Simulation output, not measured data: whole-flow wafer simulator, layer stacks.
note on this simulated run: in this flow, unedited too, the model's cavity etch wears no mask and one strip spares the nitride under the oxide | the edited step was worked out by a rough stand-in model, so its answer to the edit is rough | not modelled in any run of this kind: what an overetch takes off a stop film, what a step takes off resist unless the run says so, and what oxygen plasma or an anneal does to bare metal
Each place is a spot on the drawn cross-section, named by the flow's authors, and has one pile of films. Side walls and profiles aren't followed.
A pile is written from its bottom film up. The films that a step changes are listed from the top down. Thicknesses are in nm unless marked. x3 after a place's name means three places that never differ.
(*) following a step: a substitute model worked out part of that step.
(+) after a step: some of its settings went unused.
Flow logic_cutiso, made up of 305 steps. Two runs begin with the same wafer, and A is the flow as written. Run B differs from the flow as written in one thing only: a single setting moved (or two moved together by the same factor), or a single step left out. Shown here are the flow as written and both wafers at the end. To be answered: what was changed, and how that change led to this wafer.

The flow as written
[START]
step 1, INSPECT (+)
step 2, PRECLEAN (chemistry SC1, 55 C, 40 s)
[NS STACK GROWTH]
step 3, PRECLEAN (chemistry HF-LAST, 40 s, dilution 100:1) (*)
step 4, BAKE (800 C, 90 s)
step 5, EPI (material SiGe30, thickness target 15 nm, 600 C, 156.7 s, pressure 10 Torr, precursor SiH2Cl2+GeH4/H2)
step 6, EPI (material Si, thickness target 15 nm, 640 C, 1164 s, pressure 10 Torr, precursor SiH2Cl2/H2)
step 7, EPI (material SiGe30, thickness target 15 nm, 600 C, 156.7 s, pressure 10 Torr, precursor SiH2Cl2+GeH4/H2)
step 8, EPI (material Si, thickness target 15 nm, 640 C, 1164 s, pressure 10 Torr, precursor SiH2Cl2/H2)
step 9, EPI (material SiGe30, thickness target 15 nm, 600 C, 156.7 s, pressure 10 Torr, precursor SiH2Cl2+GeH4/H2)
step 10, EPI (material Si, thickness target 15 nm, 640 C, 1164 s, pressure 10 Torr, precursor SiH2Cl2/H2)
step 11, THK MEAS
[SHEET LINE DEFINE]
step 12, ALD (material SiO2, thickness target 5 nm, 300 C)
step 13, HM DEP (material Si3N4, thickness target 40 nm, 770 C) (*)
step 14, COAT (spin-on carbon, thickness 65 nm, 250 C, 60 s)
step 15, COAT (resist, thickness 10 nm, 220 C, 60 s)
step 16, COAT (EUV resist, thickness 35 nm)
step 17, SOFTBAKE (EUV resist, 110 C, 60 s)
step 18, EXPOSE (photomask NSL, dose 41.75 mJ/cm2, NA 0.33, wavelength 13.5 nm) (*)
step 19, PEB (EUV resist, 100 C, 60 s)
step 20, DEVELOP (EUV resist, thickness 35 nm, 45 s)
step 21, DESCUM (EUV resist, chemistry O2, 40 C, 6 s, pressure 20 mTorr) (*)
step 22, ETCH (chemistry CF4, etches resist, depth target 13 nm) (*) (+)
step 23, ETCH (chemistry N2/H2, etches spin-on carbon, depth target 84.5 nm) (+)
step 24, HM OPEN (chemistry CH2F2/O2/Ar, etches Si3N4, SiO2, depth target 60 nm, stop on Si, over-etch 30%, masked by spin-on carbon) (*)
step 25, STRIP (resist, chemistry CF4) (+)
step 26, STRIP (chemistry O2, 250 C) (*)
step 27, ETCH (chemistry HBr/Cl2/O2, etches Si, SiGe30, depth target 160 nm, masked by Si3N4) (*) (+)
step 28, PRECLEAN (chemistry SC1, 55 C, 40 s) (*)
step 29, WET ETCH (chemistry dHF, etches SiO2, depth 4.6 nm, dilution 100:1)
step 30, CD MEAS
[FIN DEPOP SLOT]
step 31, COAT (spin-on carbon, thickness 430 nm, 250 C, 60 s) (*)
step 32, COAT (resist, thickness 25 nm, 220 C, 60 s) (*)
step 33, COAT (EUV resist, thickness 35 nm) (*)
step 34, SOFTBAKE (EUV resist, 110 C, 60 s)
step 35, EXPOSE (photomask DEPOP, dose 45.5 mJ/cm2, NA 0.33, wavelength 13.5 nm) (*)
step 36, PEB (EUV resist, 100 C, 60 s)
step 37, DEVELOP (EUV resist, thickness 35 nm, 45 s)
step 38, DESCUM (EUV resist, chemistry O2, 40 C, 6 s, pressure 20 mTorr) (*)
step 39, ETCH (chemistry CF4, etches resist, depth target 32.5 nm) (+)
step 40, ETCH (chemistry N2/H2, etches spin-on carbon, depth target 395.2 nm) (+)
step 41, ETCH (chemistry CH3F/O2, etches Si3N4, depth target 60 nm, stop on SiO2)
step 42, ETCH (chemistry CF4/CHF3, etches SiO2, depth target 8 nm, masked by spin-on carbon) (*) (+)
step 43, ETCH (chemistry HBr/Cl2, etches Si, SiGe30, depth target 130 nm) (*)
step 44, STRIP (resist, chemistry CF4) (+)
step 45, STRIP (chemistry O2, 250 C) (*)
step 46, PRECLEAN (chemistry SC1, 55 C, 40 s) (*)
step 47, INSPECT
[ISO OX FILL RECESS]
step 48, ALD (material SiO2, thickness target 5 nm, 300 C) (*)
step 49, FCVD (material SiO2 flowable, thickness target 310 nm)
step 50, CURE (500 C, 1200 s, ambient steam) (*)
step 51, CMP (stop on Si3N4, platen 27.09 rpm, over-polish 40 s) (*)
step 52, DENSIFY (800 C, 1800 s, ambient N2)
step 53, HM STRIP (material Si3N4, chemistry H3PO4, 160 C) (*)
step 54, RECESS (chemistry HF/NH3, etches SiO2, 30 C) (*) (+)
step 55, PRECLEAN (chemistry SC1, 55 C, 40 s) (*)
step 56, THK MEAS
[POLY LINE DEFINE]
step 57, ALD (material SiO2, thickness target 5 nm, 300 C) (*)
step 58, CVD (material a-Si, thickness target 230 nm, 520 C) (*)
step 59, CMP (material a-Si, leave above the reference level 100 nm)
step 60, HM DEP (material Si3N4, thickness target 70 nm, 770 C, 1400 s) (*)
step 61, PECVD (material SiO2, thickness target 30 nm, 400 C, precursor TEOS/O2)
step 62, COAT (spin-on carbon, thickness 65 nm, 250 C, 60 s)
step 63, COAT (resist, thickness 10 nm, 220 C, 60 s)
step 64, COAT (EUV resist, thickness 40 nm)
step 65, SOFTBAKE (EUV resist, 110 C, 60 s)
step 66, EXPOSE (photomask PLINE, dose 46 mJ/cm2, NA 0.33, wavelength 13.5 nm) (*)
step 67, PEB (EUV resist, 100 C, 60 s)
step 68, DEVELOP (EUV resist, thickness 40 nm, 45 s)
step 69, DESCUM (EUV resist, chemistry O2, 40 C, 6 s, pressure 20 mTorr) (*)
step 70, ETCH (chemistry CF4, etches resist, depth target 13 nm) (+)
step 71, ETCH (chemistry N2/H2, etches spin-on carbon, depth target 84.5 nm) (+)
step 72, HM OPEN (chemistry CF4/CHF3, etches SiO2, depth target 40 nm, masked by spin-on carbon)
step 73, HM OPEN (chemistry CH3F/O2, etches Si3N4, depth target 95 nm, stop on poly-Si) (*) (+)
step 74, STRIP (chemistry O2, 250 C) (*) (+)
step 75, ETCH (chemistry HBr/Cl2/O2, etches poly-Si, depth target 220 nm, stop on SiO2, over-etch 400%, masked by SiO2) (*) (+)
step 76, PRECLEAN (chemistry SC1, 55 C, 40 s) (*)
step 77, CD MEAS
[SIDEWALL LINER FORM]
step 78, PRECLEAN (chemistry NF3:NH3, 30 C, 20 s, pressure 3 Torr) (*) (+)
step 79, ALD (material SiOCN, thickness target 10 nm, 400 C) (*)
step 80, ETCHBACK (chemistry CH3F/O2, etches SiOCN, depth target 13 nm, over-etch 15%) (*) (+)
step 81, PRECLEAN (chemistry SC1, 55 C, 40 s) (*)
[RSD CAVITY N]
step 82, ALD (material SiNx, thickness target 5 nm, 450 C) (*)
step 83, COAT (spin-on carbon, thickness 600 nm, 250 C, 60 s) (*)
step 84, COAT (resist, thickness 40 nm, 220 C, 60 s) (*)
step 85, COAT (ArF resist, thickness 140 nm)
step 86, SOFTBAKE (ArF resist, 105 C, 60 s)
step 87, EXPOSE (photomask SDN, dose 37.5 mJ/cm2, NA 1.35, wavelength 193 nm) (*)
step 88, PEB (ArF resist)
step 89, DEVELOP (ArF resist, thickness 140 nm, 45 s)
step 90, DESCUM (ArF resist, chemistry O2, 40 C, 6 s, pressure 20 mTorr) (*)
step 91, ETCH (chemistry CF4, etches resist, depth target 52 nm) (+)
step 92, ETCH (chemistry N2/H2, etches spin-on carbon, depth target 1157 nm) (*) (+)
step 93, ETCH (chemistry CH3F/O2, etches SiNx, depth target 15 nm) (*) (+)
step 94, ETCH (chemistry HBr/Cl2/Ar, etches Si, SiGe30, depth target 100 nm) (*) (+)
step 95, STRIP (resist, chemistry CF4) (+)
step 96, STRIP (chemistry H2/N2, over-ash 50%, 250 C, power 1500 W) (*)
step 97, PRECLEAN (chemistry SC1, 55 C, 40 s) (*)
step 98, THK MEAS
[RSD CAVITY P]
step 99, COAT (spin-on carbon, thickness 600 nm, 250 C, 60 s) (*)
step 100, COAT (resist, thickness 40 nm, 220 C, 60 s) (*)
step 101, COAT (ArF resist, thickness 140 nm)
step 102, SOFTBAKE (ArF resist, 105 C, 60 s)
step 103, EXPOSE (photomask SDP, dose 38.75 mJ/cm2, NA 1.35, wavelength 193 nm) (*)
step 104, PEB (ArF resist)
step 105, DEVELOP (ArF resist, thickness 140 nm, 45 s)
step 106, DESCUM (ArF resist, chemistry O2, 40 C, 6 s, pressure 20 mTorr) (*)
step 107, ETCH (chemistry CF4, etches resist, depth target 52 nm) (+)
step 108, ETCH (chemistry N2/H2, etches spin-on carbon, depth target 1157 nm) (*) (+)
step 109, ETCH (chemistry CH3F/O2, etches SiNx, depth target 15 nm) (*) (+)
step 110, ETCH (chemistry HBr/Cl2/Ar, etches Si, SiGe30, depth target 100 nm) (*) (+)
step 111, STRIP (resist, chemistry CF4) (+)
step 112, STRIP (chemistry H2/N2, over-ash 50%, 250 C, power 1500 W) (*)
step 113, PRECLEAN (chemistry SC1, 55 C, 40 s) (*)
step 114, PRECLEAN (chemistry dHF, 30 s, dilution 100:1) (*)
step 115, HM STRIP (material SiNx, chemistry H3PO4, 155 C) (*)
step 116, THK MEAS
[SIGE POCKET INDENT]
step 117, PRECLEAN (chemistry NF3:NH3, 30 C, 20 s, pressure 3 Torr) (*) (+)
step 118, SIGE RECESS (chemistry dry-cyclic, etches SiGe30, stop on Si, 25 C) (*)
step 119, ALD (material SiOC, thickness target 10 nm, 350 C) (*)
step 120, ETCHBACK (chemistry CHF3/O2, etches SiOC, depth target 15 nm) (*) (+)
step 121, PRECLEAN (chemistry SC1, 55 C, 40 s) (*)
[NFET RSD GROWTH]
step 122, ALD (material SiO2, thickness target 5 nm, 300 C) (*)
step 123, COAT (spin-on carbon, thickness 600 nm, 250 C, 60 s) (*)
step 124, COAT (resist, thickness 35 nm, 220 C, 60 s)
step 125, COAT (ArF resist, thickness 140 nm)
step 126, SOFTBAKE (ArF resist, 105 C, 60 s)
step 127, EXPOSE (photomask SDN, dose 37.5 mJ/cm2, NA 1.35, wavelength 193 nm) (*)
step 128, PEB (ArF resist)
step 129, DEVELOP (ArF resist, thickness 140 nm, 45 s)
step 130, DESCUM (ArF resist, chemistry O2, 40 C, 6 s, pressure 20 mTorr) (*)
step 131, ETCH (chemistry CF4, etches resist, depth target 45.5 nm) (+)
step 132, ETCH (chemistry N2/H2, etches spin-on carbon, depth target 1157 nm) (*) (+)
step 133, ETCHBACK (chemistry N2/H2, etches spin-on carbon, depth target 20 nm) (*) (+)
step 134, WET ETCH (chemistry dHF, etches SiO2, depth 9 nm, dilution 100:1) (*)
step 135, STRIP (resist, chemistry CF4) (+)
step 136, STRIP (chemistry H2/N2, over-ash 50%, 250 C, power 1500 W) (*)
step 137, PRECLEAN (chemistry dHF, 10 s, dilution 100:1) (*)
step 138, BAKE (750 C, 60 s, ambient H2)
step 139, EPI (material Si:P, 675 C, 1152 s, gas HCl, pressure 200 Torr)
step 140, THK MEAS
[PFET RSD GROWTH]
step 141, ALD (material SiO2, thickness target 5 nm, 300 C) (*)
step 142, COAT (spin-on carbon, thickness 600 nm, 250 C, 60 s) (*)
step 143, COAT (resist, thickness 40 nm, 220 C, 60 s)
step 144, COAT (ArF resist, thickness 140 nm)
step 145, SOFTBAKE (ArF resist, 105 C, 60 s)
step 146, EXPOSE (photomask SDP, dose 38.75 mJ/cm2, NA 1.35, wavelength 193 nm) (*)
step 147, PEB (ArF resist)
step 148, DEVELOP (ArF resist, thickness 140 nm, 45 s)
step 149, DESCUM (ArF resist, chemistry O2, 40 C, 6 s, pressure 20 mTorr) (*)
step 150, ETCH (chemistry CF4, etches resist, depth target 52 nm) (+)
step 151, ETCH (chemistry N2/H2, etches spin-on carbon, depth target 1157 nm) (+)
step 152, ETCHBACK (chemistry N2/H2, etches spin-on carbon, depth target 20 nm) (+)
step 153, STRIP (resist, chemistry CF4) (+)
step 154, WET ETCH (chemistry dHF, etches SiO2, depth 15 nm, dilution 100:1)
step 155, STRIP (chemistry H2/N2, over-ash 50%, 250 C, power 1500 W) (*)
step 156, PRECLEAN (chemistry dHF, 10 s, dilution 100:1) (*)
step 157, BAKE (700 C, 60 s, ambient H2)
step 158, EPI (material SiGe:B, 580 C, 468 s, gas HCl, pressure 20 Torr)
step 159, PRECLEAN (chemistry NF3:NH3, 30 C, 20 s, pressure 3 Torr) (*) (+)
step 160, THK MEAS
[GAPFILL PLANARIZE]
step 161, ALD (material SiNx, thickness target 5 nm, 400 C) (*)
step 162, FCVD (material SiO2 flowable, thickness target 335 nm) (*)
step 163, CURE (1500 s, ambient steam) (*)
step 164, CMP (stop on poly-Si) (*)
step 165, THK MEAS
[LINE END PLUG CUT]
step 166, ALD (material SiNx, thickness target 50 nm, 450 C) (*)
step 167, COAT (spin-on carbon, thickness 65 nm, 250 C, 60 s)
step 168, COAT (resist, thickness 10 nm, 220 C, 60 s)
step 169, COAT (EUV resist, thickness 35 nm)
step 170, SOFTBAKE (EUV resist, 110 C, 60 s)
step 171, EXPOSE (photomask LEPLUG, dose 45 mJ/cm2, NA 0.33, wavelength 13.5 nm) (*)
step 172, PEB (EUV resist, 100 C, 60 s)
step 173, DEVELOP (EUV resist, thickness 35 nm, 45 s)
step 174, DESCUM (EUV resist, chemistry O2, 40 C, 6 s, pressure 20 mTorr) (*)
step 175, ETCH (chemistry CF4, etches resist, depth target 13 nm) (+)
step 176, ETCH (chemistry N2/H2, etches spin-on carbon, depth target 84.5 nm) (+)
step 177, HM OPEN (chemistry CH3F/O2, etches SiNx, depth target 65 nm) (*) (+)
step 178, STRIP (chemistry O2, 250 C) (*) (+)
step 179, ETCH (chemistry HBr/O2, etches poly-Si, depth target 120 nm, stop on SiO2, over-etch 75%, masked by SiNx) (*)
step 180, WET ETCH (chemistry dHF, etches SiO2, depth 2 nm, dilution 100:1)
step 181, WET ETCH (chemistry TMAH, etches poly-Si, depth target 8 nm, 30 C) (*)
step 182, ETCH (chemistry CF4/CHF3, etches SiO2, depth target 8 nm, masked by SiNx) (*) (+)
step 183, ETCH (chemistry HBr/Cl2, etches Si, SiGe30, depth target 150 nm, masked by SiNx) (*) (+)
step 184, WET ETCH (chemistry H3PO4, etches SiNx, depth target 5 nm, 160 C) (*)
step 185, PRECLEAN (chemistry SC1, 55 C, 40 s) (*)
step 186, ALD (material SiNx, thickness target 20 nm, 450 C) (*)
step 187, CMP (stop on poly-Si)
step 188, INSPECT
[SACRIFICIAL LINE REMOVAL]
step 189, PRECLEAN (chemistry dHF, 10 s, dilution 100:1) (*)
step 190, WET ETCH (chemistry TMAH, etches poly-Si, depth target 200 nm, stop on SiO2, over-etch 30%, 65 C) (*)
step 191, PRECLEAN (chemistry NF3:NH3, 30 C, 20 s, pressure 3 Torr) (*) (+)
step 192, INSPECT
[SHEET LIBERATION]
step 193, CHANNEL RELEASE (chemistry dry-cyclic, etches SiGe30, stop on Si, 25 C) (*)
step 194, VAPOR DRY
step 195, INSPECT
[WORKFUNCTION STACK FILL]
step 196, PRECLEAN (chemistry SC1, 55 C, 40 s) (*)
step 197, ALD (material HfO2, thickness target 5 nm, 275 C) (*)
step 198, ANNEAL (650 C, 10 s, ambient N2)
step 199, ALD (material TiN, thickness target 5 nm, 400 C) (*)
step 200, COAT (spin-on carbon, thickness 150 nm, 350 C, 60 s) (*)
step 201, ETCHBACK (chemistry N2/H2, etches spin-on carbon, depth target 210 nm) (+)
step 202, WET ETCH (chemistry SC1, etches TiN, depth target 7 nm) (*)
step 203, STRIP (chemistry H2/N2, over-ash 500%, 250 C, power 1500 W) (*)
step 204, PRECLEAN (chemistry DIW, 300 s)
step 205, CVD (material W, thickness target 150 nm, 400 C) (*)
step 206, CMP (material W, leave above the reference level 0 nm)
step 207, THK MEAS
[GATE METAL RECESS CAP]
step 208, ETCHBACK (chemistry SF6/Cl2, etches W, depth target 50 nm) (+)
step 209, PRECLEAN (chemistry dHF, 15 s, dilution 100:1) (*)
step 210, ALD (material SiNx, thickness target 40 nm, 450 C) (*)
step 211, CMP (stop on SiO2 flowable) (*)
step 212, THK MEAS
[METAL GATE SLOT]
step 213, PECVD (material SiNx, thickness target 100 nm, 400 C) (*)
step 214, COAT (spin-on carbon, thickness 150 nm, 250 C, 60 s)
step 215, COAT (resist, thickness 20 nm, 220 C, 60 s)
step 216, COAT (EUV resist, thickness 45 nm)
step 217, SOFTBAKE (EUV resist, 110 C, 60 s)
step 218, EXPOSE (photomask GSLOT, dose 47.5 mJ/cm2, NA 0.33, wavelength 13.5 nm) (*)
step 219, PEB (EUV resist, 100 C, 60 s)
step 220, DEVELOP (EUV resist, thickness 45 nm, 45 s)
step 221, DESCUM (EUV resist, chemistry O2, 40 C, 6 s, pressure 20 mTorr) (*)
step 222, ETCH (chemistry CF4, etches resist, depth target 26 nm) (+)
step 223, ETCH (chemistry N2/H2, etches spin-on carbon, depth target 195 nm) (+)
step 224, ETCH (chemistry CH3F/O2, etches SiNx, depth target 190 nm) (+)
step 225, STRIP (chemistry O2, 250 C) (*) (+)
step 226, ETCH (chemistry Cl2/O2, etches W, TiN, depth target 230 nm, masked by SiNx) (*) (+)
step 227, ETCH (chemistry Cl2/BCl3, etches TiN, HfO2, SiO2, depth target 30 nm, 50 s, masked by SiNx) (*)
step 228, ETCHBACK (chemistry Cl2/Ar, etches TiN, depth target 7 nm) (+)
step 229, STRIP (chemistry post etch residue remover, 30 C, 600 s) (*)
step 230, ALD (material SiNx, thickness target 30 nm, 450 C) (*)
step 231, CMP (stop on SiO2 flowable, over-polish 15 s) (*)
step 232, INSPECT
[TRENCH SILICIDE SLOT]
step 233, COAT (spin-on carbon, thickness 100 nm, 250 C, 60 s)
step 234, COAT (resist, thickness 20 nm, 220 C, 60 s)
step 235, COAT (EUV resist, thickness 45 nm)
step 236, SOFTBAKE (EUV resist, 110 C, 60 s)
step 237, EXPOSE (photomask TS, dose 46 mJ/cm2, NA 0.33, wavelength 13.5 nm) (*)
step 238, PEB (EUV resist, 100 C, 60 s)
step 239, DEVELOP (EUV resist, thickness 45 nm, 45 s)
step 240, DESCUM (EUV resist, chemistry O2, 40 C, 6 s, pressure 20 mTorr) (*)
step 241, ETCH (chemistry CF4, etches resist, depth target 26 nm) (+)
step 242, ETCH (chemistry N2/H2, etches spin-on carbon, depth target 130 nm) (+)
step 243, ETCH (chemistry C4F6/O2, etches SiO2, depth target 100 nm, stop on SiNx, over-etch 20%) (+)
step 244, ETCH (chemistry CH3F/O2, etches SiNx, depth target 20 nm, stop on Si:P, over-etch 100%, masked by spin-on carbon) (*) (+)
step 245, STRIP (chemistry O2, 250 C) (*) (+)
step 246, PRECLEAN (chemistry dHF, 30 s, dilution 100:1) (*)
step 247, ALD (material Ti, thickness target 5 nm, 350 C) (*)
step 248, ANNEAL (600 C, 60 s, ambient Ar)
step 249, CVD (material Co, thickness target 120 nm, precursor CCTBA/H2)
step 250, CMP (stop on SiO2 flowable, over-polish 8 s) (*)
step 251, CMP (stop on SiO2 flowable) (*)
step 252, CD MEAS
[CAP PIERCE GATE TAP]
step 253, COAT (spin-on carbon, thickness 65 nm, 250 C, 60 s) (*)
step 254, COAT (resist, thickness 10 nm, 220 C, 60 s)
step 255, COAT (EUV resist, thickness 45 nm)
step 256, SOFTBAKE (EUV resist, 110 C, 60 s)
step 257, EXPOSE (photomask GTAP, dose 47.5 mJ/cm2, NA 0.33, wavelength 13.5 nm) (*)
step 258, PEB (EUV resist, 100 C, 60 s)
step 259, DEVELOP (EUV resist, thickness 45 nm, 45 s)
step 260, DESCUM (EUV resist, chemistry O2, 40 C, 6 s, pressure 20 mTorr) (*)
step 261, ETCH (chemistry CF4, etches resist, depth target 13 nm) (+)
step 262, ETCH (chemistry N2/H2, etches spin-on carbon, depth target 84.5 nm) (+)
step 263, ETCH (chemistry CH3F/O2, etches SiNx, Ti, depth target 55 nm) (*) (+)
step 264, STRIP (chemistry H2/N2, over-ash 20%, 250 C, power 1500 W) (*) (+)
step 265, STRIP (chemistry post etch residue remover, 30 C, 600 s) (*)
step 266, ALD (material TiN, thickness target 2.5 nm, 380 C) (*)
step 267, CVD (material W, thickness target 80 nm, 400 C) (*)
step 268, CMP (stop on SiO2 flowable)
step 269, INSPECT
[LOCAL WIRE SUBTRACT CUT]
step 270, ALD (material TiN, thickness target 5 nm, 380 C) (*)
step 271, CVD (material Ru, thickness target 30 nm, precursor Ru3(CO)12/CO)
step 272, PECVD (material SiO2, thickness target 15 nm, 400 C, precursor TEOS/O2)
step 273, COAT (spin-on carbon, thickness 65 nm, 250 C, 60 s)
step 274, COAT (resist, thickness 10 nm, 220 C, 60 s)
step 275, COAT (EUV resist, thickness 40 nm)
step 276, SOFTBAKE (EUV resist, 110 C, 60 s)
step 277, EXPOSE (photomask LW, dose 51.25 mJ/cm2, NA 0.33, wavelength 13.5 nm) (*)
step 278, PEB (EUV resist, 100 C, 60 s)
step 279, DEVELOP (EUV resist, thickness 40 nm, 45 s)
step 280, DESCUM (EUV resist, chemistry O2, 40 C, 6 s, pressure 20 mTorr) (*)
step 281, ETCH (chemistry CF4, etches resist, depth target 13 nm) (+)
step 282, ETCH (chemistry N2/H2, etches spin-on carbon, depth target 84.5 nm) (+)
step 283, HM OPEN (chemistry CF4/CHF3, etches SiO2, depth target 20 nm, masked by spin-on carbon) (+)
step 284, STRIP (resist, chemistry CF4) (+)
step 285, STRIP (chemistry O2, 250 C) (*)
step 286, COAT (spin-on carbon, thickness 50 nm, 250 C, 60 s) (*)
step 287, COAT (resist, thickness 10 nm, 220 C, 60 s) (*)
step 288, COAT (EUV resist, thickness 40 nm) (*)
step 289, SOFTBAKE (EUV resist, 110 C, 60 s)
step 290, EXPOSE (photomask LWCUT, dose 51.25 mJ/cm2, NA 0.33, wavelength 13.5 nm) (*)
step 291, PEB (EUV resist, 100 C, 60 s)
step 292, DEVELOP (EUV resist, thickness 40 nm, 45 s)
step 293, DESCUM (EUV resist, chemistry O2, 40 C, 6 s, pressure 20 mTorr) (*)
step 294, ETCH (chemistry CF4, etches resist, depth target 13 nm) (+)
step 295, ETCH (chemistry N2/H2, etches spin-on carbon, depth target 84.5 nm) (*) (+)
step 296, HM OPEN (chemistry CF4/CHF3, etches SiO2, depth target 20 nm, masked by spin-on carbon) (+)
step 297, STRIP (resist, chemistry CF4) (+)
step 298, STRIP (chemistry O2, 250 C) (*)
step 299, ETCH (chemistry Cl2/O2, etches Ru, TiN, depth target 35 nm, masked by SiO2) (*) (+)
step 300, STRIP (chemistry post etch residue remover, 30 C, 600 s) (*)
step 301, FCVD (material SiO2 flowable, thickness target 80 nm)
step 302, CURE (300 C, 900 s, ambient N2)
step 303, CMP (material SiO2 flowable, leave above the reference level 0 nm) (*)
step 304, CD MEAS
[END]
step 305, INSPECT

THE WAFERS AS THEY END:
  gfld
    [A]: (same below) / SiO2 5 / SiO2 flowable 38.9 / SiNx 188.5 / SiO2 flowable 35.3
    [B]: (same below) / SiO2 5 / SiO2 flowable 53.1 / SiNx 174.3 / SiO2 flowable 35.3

What caused this: step 227, ETCH: depth target 15.8 nm was run, though the flow has depth target 30 nm; step 227, ETCH: 26.2 s was run, where the flow has 50 s.

How this came from the change, step by step:
  step 227, ETCH (chemistry Cl2/BCl3, etches TiN, HfO2, SiO2, depth target 30 nm, 50 s, masked by SiNx) (*)
      depop, dpovl, gl and 18 more: A -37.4 SiNx | B -19.6 SiNx
      gfld: A -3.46 HfO2 (all of it), -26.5 SiO2 flowable | B -3.46 HfO2 (all of it), -12.3 SiO2 flowable
  step 231, CMP (stop on SiO2 flowable, over-polish 15 s) (*)
      depop, dpovl, gl and 9 more: A -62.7 SiNx | B -80.5 SiNx
      lnr, lnri, lnrp, lnrt: A -61 SiNx (all of it), -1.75 SiOCN | B -78.8 SiNx (all of it), -1.75 SiOCN
      (also at 6 further places)
